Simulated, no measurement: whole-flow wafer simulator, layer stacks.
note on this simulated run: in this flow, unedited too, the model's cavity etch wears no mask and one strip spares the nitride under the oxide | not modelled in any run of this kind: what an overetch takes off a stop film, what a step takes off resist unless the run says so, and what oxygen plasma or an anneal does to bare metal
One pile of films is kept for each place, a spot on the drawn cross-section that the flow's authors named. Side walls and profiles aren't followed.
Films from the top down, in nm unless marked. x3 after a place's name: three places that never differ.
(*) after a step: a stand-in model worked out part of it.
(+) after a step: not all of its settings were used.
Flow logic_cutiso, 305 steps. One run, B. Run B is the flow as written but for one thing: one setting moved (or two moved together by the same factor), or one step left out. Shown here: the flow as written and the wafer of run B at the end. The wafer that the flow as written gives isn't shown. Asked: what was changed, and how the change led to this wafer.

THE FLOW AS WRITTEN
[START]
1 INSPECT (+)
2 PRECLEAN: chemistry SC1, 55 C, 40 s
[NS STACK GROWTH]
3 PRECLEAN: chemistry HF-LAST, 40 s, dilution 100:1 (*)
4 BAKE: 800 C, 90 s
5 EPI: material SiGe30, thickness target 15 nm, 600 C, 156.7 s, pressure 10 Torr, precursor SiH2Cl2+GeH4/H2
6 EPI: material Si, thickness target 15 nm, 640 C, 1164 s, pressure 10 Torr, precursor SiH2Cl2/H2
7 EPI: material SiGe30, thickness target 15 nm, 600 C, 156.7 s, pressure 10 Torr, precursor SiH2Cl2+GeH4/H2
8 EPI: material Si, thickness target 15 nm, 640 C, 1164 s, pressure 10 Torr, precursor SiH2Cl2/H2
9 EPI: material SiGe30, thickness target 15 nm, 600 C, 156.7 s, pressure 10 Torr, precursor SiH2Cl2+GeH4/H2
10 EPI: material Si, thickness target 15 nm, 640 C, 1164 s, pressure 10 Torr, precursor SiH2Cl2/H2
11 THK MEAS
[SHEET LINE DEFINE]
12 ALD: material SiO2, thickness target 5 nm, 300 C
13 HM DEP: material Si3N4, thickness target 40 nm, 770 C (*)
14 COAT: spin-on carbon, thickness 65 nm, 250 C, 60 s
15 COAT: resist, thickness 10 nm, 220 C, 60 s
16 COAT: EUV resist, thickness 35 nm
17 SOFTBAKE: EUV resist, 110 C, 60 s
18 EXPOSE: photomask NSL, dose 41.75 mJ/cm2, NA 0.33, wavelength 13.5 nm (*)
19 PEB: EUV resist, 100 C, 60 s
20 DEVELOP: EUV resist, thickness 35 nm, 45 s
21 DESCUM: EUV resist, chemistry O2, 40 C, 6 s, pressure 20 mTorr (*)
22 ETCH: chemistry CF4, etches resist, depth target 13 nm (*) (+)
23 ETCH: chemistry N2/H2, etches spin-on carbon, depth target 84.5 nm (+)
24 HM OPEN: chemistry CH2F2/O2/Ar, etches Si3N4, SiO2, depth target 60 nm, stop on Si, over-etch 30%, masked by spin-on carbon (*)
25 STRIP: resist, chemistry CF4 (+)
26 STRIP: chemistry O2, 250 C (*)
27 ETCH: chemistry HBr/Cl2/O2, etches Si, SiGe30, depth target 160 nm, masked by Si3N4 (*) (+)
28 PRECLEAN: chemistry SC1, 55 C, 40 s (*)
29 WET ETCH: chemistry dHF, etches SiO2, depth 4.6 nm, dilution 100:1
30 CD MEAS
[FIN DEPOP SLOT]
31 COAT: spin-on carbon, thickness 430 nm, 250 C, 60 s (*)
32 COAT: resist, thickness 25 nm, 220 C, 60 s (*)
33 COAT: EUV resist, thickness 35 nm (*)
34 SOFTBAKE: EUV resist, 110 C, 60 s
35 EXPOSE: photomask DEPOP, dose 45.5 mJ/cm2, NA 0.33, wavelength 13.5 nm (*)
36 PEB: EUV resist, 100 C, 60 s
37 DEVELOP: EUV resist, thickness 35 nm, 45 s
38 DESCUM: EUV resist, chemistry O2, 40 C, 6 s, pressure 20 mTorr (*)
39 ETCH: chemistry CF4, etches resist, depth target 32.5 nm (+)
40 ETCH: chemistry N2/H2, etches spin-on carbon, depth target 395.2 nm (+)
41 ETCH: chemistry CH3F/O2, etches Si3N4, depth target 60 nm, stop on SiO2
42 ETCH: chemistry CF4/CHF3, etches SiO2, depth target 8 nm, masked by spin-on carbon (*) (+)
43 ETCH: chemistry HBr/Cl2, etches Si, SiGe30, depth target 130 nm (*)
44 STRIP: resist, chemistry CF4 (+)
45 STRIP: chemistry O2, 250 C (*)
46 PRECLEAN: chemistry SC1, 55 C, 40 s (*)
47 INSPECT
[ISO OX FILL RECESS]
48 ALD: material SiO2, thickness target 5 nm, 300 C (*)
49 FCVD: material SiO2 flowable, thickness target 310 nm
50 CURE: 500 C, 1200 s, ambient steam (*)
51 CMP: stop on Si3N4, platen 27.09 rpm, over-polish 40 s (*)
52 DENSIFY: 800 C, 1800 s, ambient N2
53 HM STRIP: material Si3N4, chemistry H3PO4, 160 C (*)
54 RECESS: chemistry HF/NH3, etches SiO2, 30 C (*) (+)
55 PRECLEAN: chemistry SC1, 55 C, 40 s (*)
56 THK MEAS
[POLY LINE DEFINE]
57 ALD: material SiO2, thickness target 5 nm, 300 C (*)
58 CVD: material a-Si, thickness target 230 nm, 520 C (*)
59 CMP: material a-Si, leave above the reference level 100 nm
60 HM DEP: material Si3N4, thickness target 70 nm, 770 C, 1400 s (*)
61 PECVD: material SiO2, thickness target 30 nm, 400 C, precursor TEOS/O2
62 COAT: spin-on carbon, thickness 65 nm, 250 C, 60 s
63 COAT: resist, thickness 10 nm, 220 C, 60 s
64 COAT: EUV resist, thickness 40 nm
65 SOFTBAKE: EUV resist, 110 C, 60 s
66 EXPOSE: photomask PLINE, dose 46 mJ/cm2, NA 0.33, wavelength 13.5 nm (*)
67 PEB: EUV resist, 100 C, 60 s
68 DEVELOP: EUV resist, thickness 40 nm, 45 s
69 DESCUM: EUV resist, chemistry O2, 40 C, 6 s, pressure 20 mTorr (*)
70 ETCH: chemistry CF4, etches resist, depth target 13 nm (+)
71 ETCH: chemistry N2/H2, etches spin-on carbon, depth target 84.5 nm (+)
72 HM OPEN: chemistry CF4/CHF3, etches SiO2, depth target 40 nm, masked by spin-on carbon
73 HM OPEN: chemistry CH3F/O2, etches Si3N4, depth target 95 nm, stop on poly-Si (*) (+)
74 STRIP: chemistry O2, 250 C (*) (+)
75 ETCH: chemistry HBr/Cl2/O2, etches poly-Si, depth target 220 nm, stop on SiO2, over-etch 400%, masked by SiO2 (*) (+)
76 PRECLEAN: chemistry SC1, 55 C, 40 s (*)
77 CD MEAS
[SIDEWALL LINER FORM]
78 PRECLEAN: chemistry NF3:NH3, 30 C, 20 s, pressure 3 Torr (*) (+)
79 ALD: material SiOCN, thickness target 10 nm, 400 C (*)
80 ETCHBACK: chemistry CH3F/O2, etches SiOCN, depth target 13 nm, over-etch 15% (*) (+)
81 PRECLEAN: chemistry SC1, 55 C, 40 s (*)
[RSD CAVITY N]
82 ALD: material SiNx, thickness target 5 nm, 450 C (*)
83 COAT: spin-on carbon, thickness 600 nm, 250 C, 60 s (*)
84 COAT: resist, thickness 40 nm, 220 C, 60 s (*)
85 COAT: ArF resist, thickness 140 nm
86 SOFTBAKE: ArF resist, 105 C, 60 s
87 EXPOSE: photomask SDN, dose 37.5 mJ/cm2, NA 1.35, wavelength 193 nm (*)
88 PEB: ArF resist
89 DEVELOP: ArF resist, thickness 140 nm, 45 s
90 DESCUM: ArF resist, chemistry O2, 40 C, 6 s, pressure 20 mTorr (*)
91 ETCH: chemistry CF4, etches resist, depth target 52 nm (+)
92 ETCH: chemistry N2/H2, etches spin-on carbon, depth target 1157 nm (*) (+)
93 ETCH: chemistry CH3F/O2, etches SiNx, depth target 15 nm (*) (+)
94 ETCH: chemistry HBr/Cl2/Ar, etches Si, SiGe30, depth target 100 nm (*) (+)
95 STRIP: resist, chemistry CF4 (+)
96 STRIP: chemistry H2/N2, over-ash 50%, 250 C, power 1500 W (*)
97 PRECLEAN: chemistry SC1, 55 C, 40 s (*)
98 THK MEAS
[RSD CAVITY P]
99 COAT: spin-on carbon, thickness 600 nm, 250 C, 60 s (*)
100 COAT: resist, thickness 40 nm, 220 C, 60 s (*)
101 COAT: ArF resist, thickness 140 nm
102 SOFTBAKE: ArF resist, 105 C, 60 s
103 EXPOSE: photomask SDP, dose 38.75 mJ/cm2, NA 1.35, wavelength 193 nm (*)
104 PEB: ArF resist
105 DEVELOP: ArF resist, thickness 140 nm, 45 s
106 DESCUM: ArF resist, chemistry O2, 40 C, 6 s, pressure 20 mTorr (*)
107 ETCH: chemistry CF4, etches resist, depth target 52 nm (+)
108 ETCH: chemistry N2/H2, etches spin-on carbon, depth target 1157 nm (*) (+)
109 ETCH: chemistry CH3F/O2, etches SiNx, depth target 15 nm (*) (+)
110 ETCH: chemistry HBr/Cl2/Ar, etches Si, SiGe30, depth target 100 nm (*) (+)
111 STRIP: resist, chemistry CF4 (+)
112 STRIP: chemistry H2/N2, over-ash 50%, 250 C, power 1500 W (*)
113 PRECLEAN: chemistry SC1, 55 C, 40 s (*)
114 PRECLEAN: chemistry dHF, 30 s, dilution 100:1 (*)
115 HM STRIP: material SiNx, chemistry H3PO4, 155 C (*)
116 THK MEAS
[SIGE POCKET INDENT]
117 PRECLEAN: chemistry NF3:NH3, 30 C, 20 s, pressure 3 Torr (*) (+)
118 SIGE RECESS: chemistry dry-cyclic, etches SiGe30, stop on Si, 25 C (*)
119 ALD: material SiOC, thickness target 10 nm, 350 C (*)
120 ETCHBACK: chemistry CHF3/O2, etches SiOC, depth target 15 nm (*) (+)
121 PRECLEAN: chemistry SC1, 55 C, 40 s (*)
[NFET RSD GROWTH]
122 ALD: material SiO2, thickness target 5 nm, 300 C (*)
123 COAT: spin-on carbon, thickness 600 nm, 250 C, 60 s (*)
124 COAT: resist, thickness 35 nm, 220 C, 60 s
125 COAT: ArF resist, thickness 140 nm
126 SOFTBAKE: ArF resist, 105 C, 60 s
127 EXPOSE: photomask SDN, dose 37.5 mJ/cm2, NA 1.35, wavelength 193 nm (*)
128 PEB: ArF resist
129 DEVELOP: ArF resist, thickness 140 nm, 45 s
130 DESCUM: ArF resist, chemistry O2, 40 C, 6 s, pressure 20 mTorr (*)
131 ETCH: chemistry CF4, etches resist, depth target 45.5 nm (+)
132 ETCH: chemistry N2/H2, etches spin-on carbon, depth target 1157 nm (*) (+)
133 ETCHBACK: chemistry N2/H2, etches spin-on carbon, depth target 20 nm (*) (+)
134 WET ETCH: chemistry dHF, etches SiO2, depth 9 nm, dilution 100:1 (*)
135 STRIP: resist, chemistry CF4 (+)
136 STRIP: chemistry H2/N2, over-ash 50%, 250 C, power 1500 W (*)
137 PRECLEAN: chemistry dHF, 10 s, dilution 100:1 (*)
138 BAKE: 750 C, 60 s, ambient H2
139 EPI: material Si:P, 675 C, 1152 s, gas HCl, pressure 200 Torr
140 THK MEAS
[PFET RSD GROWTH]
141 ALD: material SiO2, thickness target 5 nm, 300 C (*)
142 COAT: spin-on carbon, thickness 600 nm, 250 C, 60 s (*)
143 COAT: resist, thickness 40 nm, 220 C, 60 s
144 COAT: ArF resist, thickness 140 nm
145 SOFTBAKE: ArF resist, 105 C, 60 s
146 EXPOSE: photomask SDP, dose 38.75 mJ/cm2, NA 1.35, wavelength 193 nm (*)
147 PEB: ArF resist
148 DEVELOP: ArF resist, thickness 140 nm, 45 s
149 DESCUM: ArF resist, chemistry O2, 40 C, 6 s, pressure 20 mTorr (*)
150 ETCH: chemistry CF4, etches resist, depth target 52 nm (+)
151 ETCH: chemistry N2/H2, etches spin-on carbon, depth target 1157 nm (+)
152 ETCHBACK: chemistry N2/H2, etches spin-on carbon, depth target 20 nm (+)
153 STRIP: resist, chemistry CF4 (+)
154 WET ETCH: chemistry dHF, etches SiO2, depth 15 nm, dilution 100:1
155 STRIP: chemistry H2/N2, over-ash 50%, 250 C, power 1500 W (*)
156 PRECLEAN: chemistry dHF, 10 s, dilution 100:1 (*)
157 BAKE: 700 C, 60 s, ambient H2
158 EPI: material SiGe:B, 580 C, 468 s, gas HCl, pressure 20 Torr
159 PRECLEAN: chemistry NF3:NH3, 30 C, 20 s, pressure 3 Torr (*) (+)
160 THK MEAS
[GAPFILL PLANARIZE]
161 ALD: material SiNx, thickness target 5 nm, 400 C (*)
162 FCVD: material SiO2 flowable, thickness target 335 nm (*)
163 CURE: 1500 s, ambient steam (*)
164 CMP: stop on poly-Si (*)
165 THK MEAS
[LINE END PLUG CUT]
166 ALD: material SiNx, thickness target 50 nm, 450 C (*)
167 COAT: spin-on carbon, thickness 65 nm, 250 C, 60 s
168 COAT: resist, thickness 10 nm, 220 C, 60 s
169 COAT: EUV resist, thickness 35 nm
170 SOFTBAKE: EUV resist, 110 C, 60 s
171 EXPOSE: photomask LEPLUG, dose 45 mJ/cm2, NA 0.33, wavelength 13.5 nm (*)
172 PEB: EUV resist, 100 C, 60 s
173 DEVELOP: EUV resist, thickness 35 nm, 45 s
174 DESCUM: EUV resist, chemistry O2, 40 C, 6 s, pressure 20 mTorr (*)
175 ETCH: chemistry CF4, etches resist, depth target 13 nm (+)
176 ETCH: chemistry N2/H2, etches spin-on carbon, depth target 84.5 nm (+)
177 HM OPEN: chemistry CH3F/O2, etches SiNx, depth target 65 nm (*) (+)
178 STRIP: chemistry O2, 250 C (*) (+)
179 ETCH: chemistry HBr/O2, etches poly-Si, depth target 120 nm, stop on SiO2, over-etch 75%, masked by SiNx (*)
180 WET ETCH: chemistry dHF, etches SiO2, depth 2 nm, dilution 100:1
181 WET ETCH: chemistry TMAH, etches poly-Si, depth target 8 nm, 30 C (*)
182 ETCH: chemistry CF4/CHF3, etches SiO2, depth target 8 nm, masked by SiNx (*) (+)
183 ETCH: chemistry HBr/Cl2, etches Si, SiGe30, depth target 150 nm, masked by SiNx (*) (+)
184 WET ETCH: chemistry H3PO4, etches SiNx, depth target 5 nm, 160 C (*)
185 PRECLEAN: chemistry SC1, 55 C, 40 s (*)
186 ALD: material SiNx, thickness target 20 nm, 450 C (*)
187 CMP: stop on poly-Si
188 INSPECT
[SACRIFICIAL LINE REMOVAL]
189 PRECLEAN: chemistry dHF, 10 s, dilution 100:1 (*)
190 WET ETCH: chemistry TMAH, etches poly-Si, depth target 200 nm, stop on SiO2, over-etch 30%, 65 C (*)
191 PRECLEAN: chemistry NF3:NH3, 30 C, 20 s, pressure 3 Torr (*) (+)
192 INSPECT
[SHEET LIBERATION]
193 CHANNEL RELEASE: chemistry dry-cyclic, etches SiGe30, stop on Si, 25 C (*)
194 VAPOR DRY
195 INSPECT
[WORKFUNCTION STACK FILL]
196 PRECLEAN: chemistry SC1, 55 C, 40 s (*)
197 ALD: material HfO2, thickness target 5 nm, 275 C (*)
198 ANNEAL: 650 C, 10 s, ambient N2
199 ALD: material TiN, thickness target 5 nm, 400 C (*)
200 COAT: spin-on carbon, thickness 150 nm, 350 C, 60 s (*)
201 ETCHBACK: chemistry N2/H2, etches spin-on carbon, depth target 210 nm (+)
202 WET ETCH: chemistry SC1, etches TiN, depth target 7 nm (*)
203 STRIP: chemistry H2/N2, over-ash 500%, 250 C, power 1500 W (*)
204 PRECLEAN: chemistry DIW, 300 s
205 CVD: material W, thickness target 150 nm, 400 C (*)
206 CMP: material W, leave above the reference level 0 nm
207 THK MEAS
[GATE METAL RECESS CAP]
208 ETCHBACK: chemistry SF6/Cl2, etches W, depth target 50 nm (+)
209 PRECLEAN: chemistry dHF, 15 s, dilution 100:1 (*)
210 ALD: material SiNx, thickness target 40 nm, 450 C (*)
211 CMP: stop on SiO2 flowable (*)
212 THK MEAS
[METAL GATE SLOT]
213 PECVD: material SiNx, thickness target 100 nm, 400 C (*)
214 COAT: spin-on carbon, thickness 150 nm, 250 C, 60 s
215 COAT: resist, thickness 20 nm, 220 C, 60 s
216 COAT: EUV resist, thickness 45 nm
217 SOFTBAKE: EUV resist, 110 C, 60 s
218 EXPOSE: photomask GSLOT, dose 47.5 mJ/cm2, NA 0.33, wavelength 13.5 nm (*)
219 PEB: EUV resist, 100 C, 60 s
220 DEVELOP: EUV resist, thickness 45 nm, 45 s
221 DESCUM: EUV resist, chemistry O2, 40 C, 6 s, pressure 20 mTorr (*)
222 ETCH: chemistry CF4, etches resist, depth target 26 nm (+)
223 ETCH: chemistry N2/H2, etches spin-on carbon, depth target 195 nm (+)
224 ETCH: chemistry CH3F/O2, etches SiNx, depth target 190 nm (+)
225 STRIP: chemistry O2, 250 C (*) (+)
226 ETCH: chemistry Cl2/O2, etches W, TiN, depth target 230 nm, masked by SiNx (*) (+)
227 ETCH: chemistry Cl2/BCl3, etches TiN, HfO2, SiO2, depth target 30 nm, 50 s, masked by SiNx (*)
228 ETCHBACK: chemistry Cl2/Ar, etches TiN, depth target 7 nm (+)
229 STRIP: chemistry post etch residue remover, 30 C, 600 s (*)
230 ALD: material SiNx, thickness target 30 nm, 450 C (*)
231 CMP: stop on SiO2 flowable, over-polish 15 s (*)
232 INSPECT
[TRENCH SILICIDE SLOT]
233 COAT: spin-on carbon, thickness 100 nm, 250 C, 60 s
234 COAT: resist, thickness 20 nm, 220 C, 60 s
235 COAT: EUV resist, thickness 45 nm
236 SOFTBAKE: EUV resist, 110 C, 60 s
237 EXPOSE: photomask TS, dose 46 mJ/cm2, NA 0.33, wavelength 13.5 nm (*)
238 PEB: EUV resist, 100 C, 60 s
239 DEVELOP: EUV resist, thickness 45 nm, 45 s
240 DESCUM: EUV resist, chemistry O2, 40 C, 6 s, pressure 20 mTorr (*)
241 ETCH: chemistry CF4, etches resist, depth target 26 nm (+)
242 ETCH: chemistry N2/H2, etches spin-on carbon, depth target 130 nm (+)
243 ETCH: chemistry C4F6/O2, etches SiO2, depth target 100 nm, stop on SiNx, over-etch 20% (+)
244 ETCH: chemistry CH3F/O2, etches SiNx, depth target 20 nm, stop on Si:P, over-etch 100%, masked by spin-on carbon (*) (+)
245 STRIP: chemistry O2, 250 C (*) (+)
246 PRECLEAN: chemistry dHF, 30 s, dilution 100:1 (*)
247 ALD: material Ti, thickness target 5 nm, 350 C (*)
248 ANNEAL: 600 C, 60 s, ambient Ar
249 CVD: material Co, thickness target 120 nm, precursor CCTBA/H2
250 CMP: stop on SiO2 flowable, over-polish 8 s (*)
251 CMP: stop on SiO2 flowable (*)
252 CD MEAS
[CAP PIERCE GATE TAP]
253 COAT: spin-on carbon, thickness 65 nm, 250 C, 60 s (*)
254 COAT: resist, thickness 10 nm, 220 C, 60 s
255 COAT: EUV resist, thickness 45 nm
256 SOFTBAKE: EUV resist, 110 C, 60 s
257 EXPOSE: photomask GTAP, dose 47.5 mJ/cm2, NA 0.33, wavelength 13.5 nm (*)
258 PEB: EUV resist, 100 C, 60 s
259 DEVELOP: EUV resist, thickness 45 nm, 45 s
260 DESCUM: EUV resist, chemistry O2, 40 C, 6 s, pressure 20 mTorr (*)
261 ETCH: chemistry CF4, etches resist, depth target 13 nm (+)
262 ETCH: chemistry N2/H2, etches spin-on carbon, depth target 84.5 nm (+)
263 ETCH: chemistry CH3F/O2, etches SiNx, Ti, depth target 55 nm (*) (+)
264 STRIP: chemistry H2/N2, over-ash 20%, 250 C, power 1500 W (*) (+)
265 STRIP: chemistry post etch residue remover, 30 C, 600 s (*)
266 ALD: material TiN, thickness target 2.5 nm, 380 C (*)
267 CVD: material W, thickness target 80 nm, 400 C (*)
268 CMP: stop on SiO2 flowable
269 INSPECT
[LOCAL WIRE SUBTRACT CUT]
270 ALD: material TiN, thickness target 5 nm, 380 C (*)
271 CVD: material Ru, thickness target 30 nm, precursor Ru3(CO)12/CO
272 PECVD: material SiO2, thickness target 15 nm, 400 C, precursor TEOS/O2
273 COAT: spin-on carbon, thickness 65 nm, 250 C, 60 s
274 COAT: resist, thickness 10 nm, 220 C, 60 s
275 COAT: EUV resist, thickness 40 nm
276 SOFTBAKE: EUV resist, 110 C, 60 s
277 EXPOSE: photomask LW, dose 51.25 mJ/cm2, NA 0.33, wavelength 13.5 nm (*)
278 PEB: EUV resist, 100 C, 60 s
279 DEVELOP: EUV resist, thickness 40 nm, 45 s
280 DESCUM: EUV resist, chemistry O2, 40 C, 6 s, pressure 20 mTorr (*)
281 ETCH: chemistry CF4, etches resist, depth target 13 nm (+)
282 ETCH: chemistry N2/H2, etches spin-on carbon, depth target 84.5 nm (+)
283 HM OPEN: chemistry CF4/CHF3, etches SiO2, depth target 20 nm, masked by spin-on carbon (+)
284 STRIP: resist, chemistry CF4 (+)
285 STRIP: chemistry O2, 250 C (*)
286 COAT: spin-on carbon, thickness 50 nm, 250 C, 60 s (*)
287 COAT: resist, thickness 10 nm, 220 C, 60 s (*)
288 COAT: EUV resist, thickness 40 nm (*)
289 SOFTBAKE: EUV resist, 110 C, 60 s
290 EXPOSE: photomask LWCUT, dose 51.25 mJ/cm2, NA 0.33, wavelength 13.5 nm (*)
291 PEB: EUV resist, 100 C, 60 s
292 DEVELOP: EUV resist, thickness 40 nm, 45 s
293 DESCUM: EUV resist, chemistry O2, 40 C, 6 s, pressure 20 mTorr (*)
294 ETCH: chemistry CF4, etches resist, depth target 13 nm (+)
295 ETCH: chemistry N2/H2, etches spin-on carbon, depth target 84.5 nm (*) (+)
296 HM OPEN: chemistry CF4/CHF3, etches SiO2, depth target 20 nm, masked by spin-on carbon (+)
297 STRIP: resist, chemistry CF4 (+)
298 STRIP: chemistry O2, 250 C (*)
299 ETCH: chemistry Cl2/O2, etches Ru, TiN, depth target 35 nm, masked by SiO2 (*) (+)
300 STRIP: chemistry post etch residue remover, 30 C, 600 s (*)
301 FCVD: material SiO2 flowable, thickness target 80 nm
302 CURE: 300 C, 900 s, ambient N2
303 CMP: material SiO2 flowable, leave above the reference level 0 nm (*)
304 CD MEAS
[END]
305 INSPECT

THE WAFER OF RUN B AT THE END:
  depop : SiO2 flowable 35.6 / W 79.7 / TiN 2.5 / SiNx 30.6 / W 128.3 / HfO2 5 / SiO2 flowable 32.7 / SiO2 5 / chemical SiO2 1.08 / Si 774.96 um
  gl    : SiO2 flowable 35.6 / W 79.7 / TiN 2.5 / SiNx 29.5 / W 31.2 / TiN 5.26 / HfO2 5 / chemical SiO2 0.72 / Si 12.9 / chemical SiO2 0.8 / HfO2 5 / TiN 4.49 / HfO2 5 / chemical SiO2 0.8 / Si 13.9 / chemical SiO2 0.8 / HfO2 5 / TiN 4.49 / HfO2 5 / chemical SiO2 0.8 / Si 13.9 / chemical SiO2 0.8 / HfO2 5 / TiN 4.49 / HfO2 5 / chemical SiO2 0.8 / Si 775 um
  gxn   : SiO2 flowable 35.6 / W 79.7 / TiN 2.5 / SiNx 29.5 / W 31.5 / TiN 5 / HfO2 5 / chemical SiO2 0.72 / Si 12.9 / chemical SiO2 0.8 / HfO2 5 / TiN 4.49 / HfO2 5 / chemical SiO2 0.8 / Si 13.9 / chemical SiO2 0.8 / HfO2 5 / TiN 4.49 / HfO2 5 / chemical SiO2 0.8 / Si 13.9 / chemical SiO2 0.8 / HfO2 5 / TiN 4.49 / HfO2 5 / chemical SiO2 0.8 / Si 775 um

The cause: step 268, CMP: stop on SiO2 flowable, was left out.

How the change led to this, step by step:
  301 FCVD: material SiO2 flowable, thickness target 80 nm
      iso, rsdx: SiO2 flowable +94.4 (new film) (as written it would be: SiO2 flowable +94.2)
Counting metal films that touch as one body, depop has 2 bodies (between them, from the top down: SiNx 30.6); the flow as written gives 1 body.
Counting metal films that touch as one body, gl has 5 bodies (between them, from the top down: SiNx 29.5; HfO2 5 / chemical SiO2 0.72 / Si 12.9 / chemical SiO2 0.8 / HfO2 5; HfO2 5 / chemical SiO2 0.8 / Si 13.9 / chemical SiO2 0.8 / HfO2 5; HfO2 5 / chemical SiO2 0.8 / Si 13.9 / chemical SiO2 0.8 / HfO2 5); the flow as written gives 4 bodies (between them, from the top down: HfO2 5 / chemical SiO2 0.72 / Si 12.9 / chemical SiO2 0.8 / HfO2 5; HfO2 5 / chemical SiO2 0.8 / Si 13.9 / chemical SiO2 0.8 / HfO2 5; HfO2 5 / chemical SiO2 0.8 / Si 13.9 / chemical SiO2 0.8 / HfO2 5).
Counting metal films that touch as one body, gxn has 5 bodies (between them, from the top down: SiNx 29.5; HfO2 5 / chemical SiO2 0.72 / Si 12.9 / chemical SiO2 0.8 / HfO2 5; HfO2 5 / chemical SiO2 0.8 / Si 13.9 / chemical SiO2 0.8 / HfO2 5; HfO2 5 / chemical SiO2 0.8 / Si 13.9 / chemical SiO2 0.8 / HfO2 5); the flow as written gives 4 bodies (between them, from the top down: HfO2 5 / chemical SiO2 0.72 / Si 12.9 / chemical SiO2 0.8 / HfO2 5; HfO2 5 / chemical SiO2 0.8 / Si 13.9 / chemical SiO2 0.8 / HfO2 5; HfO2 5 / chemical SiO2 0.8 / Si 13.9 / chemical SiO2 0.8 / HfO2 5).
